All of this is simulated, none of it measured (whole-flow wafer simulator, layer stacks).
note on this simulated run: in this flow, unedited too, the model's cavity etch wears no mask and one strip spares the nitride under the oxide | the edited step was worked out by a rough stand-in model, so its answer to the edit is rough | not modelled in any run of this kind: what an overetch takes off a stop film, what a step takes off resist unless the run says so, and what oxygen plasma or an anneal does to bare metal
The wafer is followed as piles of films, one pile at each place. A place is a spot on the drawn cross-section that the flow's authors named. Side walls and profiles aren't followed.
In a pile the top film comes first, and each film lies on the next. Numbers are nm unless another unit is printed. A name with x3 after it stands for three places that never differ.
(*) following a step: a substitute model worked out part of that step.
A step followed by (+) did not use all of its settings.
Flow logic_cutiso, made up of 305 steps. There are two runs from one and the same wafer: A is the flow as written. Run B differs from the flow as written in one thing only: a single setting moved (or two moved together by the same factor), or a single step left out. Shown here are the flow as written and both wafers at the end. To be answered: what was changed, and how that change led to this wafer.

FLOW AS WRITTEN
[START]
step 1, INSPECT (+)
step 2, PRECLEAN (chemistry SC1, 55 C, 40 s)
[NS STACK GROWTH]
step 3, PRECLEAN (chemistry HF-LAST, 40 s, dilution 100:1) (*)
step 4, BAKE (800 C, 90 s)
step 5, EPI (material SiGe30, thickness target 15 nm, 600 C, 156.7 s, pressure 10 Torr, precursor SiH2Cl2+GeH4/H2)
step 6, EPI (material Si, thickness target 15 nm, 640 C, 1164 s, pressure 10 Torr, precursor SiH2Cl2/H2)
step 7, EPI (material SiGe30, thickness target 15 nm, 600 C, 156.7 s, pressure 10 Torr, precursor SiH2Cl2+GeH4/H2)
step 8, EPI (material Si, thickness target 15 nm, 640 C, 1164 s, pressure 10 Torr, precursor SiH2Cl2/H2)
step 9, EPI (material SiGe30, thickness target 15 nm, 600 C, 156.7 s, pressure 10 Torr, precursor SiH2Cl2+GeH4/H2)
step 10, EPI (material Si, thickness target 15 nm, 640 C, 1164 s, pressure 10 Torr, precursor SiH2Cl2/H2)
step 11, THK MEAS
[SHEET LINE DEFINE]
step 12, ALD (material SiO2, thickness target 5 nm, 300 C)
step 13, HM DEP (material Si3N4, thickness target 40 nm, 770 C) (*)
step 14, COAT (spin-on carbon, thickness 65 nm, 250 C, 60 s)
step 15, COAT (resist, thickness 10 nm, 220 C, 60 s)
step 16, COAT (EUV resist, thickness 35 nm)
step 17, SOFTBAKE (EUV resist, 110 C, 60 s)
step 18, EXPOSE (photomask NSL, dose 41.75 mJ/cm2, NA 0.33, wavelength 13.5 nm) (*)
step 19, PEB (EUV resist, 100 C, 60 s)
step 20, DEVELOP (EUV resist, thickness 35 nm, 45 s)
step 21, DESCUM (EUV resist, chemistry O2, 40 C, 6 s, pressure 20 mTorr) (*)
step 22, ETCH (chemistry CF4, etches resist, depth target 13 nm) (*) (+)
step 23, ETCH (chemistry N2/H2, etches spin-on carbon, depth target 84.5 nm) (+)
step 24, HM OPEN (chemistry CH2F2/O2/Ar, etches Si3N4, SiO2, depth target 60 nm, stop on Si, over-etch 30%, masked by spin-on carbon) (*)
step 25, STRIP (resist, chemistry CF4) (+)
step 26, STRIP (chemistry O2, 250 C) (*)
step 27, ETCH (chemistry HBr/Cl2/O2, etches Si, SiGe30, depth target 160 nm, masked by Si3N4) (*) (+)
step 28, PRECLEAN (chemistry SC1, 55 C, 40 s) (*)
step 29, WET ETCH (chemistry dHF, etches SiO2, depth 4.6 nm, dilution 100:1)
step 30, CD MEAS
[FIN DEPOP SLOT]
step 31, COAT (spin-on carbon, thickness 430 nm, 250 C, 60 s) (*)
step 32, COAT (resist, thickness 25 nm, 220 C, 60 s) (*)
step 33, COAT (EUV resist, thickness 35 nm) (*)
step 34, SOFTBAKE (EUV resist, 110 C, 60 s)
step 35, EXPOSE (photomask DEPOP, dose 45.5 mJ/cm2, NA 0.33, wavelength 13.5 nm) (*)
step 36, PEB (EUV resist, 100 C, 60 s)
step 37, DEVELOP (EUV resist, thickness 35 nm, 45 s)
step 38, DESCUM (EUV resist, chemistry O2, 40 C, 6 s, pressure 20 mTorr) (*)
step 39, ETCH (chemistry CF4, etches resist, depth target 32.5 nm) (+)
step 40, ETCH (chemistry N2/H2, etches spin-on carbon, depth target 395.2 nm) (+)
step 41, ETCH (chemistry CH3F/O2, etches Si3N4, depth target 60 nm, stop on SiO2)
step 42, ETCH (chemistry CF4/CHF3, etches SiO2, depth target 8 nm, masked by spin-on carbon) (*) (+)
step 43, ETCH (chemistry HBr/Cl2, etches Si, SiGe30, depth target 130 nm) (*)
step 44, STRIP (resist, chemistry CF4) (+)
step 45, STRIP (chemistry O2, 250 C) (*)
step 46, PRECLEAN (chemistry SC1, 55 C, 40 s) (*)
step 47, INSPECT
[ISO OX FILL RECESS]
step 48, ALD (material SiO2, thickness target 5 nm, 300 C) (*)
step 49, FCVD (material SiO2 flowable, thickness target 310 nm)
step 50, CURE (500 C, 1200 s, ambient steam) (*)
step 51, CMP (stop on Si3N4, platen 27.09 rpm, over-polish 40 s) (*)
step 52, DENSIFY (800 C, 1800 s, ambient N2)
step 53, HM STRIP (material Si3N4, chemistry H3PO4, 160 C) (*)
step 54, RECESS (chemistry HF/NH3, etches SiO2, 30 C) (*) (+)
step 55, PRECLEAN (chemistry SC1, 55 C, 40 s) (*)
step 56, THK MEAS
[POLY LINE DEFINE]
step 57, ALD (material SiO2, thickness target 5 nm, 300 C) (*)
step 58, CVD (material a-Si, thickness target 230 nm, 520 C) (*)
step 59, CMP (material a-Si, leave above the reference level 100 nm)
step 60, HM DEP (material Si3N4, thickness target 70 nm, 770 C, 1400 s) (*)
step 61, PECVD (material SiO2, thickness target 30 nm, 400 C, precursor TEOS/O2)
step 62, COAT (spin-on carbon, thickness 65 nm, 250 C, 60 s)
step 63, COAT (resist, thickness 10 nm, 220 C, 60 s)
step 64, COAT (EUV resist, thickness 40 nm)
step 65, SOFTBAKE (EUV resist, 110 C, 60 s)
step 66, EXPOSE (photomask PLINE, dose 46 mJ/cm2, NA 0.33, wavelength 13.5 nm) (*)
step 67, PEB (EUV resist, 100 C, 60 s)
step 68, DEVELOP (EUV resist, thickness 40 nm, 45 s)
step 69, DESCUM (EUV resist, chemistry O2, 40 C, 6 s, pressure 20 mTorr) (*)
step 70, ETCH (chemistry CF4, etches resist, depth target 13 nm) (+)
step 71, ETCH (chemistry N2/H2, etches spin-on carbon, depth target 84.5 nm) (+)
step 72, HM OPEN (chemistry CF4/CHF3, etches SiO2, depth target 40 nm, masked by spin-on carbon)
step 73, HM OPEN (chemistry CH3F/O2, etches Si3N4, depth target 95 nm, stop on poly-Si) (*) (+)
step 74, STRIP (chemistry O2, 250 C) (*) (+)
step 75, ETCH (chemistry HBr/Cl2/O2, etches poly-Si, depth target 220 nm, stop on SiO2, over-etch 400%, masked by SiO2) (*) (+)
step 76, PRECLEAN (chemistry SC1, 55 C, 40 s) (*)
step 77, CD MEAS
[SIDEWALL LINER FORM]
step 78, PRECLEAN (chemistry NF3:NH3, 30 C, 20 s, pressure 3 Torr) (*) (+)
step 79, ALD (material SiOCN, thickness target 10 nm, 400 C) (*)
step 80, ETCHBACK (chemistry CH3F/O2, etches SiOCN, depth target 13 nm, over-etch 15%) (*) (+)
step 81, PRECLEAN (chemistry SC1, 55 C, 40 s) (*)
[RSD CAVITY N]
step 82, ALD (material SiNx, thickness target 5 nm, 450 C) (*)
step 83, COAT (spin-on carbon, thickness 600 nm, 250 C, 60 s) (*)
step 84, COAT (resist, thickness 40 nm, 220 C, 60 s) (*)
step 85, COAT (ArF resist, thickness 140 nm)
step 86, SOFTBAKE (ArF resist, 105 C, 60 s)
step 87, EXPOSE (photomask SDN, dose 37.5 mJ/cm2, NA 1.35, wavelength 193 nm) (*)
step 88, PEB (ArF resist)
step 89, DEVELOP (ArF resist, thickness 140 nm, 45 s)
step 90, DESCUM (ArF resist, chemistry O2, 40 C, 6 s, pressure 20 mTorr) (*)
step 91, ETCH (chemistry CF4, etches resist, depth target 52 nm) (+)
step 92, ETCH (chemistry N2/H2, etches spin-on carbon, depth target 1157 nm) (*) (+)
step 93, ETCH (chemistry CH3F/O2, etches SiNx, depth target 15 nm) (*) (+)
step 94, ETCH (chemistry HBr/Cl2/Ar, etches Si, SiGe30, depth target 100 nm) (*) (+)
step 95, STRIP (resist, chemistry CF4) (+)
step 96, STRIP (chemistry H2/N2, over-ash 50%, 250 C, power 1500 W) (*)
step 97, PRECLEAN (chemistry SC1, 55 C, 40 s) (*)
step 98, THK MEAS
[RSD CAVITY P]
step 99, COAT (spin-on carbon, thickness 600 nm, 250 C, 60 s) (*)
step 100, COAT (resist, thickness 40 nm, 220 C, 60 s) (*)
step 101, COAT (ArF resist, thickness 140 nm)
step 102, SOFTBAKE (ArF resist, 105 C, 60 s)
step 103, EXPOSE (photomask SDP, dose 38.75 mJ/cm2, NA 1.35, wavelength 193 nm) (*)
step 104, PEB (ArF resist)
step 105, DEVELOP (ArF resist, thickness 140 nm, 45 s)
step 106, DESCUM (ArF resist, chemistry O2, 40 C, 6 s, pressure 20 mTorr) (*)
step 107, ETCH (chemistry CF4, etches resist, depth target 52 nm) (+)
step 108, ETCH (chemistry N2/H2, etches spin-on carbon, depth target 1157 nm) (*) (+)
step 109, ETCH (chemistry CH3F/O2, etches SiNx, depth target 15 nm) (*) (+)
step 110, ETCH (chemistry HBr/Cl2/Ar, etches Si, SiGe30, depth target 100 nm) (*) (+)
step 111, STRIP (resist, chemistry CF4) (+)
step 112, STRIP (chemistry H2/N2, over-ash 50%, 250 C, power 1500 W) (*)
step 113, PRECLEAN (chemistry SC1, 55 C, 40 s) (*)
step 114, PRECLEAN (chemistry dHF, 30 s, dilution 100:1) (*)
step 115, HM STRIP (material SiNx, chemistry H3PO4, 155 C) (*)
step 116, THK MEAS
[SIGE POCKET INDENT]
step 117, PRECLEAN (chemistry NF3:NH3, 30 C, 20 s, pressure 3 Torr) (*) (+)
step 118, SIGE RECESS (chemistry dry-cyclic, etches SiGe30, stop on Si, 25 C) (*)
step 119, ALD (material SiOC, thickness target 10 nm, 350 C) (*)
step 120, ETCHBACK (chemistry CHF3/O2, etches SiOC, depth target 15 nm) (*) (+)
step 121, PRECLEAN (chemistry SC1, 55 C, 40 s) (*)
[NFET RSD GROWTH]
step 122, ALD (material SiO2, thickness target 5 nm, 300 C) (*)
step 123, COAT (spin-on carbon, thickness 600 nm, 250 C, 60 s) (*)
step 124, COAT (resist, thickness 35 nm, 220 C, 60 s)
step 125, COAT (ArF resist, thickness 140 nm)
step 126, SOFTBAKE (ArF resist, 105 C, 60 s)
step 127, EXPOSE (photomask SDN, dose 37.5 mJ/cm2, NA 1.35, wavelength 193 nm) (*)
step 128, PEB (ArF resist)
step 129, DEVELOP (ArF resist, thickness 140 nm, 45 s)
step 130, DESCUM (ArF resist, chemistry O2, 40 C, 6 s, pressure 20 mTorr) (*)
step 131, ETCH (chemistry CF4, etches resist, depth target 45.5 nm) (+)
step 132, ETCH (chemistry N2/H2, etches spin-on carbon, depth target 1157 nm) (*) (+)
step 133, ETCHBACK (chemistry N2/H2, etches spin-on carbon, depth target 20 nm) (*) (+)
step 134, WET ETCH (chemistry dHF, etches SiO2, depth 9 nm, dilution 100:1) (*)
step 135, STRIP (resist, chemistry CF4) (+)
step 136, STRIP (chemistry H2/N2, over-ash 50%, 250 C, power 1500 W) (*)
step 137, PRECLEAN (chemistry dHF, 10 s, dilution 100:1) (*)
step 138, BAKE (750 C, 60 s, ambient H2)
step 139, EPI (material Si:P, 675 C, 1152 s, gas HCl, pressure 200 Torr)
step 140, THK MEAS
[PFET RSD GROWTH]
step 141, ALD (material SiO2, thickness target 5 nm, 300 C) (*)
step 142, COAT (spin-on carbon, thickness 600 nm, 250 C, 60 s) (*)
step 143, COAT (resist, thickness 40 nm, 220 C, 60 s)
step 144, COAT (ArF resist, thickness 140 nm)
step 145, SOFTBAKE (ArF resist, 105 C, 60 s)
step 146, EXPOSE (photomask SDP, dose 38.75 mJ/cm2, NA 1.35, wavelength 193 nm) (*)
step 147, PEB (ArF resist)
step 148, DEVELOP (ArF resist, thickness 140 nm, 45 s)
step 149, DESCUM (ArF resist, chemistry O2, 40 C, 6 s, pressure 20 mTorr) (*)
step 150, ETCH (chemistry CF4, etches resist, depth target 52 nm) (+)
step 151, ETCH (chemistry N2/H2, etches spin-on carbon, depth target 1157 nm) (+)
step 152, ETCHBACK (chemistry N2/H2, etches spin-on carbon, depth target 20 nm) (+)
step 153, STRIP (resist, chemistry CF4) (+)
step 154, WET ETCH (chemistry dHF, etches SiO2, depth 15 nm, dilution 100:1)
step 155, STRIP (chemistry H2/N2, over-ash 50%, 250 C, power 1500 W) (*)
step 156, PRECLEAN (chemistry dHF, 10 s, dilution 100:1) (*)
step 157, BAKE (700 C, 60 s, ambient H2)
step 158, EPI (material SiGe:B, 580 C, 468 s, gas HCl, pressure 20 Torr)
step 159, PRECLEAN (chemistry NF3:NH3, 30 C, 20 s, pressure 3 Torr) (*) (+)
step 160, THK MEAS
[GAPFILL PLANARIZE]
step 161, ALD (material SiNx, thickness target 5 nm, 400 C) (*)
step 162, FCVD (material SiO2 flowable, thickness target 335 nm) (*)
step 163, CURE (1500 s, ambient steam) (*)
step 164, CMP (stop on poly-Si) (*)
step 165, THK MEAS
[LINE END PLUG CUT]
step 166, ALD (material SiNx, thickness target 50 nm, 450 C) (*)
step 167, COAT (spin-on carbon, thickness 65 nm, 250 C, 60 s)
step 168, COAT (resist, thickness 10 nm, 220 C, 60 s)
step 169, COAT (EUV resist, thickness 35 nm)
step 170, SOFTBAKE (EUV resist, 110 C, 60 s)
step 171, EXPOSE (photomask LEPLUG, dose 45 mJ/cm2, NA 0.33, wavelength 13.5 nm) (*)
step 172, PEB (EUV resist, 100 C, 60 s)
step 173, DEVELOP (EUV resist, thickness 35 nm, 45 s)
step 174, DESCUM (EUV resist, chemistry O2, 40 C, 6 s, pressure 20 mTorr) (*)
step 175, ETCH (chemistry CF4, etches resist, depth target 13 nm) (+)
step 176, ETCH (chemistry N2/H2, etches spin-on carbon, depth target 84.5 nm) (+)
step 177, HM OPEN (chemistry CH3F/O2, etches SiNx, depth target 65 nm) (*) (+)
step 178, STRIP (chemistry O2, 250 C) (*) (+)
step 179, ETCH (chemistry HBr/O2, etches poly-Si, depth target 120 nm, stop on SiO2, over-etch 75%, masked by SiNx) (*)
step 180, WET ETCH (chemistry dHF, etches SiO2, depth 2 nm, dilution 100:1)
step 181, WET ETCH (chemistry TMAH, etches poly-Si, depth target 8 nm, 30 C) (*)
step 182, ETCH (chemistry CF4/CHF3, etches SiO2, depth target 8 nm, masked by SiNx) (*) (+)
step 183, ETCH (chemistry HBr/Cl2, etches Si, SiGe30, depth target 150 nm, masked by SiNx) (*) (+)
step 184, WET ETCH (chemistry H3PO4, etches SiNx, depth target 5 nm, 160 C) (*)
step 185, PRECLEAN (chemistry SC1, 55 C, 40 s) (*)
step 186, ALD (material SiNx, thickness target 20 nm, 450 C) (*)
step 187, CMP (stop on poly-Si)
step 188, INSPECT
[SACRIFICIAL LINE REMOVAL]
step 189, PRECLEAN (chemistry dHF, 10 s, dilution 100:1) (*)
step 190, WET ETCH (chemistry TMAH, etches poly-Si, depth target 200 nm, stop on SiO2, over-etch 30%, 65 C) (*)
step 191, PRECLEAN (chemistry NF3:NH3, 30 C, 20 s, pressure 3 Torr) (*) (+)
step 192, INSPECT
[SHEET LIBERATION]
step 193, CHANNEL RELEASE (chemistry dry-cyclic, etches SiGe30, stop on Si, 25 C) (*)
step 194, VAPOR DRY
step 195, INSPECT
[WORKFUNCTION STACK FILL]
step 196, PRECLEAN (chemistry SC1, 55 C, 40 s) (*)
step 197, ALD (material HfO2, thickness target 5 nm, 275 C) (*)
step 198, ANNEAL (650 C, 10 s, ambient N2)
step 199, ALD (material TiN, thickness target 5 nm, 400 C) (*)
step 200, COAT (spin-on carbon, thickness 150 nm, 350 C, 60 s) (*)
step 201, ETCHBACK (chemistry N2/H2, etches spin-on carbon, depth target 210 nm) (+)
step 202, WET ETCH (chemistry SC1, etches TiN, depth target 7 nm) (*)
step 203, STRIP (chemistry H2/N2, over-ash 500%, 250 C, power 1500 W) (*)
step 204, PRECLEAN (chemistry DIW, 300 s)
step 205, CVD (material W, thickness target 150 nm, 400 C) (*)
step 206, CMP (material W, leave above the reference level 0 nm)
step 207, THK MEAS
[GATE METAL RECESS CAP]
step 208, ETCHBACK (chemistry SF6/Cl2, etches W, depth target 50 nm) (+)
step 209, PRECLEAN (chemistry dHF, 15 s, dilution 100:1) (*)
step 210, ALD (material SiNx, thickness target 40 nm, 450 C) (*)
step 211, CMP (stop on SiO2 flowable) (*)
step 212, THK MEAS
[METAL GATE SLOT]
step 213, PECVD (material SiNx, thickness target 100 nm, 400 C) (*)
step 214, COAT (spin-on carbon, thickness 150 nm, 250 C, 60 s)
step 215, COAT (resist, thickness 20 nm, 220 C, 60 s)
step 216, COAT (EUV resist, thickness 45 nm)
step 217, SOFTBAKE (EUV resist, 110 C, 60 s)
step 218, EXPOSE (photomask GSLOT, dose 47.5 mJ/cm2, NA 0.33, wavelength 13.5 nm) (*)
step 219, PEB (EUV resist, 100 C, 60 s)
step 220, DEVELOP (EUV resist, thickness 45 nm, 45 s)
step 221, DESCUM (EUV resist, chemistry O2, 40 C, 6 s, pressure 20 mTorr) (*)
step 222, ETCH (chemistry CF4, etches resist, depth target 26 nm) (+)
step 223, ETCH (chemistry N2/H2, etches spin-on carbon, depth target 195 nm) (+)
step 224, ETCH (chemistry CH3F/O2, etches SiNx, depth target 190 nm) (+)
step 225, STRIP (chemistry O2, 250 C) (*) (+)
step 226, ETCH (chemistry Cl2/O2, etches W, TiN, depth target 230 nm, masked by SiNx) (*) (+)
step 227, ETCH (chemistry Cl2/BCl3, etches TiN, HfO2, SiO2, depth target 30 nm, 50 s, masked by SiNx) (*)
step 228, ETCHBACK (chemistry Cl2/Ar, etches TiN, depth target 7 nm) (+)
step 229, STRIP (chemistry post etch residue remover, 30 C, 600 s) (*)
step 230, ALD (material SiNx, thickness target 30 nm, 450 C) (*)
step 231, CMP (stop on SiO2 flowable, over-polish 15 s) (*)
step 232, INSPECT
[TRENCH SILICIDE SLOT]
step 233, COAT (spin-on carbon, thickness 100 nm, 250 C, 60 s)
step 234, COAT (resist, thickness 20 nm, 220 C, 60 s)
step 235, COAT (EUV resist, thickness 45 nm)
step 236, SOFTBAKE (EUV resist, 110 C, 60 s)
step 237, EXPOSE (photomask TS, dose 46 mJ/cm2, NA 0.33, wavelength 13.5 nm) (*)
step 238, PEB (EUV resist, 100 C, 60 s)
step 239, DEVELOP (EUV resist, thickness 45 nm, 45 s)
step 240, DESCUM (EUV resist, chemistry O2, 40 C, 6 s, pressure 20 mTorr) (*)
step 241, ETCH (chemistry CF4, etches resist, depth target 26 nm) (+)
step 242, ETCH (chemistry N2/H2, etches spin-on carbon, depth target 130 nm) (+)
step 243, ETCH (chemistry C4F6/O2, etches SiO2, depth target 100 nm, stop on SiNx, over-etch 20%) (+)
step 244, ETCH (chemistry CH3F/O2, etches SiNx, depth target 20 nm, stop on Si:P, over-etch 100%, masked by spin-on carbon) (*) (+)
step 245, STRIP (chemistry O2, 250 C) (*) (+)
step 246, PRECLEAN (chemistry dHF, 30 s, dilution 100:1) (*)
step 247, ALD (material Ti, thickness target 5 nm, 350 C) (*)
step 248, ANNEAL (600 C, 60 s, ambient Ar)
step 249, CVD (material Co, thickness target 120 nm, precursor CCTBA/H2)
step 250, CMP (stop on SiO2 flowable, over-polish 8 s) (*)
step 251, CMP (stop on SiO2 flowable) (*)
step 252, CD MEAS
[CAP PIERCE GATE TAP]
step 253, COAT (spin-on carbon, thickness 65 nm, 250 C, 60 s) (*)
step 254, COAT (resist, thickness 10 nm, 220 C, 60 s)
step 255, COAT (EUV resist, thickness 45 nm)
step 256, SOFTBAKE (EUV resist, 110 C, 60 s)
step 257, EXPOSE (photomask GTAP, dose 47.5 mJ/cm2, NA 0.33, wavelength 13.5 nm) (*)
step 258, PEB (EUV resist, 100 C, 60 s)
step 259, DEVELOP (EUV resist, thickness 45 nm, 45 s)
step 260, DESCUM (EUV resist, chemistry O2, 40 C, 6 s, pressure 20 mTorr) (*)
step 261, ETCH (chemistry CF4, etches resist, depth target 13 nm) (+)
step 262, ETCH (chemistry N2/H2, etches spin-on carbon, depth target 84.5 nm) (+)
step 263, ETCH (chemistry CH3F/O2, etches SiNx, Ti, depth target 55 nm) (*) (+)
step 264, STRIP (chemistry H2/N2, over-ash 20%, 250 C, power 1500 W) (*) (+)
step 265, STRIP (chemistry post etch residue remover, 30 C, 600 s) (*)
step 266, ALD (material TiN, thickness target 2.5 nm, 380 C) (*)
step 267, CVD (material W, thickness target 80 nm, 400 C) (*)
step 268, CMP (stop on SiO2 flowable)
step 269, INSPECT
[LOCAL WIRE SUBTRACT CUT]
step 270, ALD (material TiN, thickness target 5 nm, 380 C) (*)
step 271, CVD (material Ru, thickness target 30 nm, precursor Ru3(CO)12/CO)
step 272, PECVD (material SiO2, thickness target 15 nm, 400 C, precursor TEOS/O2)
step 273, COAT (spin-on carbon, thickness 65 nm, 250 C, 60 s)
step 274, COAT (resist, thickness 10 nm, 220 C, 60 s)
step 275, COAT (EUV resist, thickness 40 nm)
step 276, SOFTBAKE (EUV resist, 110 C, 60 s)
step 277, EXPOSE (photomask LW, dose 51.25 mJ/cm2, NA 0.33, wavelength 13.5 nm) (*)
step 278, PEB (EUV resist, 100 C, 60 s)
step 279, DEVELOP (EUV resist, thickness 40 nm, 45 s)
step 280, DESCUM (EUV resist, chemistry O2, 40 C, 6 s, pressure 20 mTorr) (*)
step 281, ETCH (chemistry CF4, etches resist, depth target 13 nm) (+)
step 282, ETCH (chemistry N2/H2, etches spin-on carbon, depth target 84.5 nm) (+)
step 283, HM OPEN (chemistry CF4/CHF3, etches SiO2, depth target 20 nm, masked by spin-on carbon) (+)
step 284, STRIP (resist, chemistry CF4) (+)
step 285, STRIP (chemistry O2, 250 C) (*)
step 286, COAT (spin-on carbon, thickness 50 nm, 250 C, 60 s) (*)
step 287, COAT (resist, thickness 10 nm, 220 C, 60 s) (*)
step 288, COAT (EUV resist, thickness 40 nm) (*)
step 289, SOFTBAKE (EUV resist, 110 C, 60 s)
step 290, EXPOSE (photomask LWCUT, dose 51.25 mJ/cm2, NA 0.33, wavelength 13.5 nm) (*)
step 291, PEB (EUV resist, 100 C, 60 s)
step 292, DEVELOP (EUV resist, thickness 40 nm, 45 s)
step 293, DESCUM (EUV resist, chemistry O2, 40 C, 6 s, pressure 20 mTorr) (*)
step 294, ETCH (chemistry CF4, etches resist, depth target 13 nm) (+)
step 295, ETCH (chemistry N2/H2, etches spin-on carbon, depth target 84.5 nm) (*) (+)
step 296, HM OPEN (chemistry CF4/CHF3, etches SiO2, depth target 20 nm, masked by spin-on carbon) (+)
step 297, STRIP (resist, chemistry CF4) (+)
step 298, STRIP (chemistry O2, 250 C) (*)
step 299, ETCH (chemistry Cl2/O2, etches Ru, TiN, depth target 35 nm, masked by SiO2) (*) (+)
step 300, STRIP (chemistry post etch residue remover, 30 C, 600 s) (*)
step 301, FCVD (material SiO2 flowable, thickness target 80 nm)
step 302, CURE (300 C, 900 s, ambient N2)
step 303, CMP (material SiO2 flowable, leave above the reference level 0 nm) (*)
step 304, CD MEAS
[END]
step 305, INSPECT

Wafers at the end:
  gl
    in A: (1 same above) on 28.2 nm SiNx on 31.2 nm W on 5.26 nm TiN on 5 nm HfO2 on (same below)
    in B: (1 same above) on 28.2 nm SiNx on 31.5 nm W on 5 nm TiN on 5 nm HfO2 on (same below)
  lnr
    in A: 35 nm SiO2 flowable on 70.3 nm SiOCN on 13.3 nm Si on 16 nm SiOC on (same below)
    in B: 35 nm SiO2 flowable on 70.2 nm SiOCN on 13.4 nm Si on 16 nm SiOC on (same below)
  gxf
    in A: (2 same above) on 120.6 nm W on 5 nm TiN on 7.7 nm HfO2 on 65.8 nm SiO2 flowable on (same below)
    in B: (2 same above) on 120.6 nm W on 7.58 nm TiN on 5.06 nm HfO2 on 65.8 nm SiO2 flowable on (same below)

What caused this: step 75, ETCH: over-etch 330% was run, though the flow has over-etch 400%.

Step by step, how the change led to this:
  step 75, ETCH (chemistry HBr/Cl2/O2, etches poly-Si, depth target 220 nm, stop on SiO2, over-etch 400%, masked by SiO2) (*) (+)
      lnr, lnrp, lnrt, rsdn, rsdp, rsdw, rsdx: A chemical SiO2 loses 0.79 (all of it), poly-Si loses 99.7 (all of it), SiO2 loses 5 (all of it) | B chemical SiO2 loses 0.79 (all of it), poly-Si loses 99.7 (all of it), SiO2 loses 4.23
      depop, dpovl, gfld and 10 more: A SiO2 loses 9.58 | B SiO2 loses 8.92
      (also at 2 further places)
  step 78, PRECLEAN (chemistry NF3:NH3, 30 C, 20 s, pressure 3 Torr) (*) (+)
      lnr, lnrp, lnrt, rsdn, rsdp, rsdw, rsdx: A chemical SiO2 loses 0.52 (all of it) | B SiO2 loses 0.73 (all of it), chemical SiO2 loses 0.49 (all of it)
      iso, lnri: A SiO2 loses 0.41 (all of it), SiO2 flowable loses 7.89 | B SiO2 loses 1.18 (all of it), SiO2 flowable loses 7
  step 120, ETCHBACK (chemistry CHF3/O2, etches SiOC, depth target 15 nm) (*) (+)
      gxn: A SiOC loses 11 (all of it), SiO2 loses 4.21 (all of it) | B SiOC loses 11 (all of it), SiO2 loses 3.99
      gxp: A SiOC loses 11 (all of it), SiO2 loses 4.25 (all of it) | B SiOC loses 11 (all of it), SiO2 loses 4.02
      (also at 3 further places)
  step 122, ALD (material SiO2, thickness target 5 nm, 300 C) (*)
      gxn: A SiO2 gains 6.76 (new film) | B SiO2 gains 6.77
      gxp: A SiO2 gains 6.75 (new film) | B SiO2 gains 6.75
  step 133, ETCHBACK (chemistry N2/H2, etches spin-on carbon, depth target 20 nm) (*) (+)
      gxn: A SiO2 loses 0.7 (all of it), Si3N4 loses 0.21 | B SiO2 loses 1.11
  step 153, STRIP (resist, chemistry CF4) (+)
      gxp: A SiO2 loses 3.06 (all of it) | B SiO2 loses 3.89 (all of it)
  step 164, CMP (stop on poly-Si) (*)
      depop, dpovl, isow, ns, nsgap: A SiO2 flowable loses 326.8 (all of it), SiNx loses 5 (all of it), SiO2 loses 4.13 (all of it), Si3N4 loses 70 (all of it) | B SiO2 flowable loses 326.8 (all of it), SiNx loses 5 (all of it), SiO2 loses 4.79 (all of it), Si3N4 loses 70 (all of it)
      gxf, plug: A SiO2 flowable loses 251.9 (all of it), SiNx loses 5 (all of it), SiO2 loses 4.13 (all of it), Si3N4 loses 70 (all of it) | B SiO2 flowable loses 251.7 (all of it), SiNx loses 5 (all of it), SiO2 loses 4.79 (all of it), Si3N4 loses 70 (all of it)
      (also at 1 further place)
  step 197, ALD (material HfO2, thickness target 5 nm, 275 C) (*)
      gxf: A HfO2 gains 7.7 (new film) | B HfO2 gains 5.06 (new film)
  step 199, ALD (material TiN, thickness target 5 nm, 400 C) (*)
      gxf: A TiN gains 5 (new film) | B TiN gains 7.58 (new film)
